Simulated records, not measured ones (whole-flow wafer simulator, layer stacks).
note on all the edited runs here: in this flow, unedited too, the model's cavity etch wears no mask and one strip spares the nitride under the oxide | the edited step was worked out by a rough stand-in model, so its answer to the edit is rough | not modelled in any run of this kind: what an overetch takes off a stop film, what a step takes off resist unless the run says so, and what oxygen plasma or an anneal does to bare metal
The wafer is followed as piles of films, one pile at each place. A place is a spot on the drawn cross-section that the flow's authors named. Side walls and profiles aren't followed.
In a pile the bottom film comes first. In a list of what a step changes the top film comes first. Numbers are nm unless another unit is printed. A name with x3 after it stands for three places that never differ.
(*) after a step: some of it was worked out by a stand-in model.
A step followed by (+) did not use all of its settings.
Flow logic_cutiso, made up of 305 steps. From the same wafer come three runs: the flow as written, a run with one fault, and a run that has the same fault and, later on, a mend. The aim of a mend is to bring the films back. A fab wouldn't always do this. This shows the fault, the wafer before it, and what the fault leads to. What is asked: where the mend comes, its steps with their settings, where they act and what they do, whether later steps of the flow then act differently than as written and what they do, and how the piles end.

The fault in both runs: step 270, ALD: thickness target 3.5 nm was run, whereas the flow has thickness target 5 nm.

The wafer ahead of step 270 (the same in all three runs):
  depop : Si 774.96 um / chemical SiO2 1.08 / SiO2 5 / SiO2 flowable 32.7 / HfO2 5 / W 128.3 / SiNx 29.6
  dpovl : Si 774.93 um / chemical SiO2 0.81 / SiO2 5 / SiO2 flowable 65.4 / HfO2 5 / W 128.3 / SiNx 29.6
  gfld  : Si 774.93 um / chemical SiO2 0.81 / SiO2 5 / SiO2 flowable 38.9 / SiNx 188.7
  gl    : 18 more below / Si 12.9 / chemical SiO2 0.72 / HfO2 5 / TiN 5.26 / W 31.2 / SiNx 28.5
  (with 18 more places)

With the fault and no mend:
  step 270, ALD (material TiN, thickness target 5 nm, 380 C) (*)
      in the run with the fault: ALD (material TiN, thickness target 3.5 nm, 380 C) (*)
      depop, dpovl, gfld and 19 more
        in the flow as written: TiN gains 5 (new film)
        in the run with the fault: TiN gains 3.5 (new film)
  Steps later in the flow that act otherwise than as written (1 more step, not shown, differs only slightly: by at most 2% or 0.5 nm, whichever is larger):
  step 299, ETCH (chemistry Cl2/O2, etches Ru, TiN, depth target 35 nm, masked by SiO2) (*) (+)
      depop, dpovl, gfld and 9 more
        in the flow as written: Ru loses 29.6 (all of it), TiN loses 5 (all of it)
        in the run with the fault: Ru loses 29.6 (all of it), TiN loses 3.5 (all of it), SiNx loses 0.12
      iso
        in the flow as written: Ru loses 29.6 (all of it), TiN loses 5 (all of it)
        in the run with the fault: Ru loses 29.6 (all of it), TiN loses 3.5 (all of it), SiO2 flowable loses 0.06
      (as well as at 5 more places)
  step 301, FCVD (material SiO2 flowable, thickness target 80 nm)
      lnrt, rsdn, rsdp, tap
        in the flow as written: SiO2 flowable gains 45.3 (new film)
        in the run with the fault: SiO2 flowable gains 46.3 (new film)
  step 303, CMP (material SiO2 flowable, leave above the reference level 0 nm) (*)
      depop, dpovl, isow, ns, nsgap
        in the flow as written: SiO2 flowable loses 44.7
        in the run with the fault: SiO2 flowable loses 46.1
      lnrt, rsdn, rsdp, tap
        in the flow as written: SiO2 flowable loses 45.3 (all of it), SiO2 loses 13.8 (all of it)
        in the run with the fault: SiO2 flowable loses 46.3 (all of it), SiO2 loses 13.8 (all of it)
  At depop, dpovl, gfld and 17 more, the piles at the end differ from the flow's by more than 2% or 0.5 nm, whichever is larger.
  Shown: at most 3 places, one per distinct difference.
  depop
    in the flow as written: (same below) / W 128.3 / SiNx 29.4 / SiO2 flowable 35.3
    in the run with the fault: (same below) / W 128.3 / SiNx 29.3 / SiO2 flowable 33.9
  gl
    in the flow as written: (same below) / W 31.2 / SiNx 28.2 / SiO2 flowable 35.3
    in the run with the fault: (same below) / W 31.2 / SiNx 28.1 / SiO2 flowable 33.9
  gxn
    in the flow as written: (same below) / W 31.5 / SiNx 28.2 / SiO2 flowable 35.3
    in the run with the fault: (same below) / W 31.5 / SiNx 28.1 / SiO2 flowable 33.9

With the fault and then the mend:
  After step 270 comes the mend.
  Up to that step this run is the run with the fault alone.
  step 270a, ALD (material TiN, thickness target 1.5 nm, 380 C) (*) (the flow's step 270, run once more with other settings)
      depop, dpovl, gfld and 19 more
        TiN gains 1.5
  None of the later steps of the flow acts differently than as written at any place that is followed.
  The piles end the same as the flow's at every place that both follow.
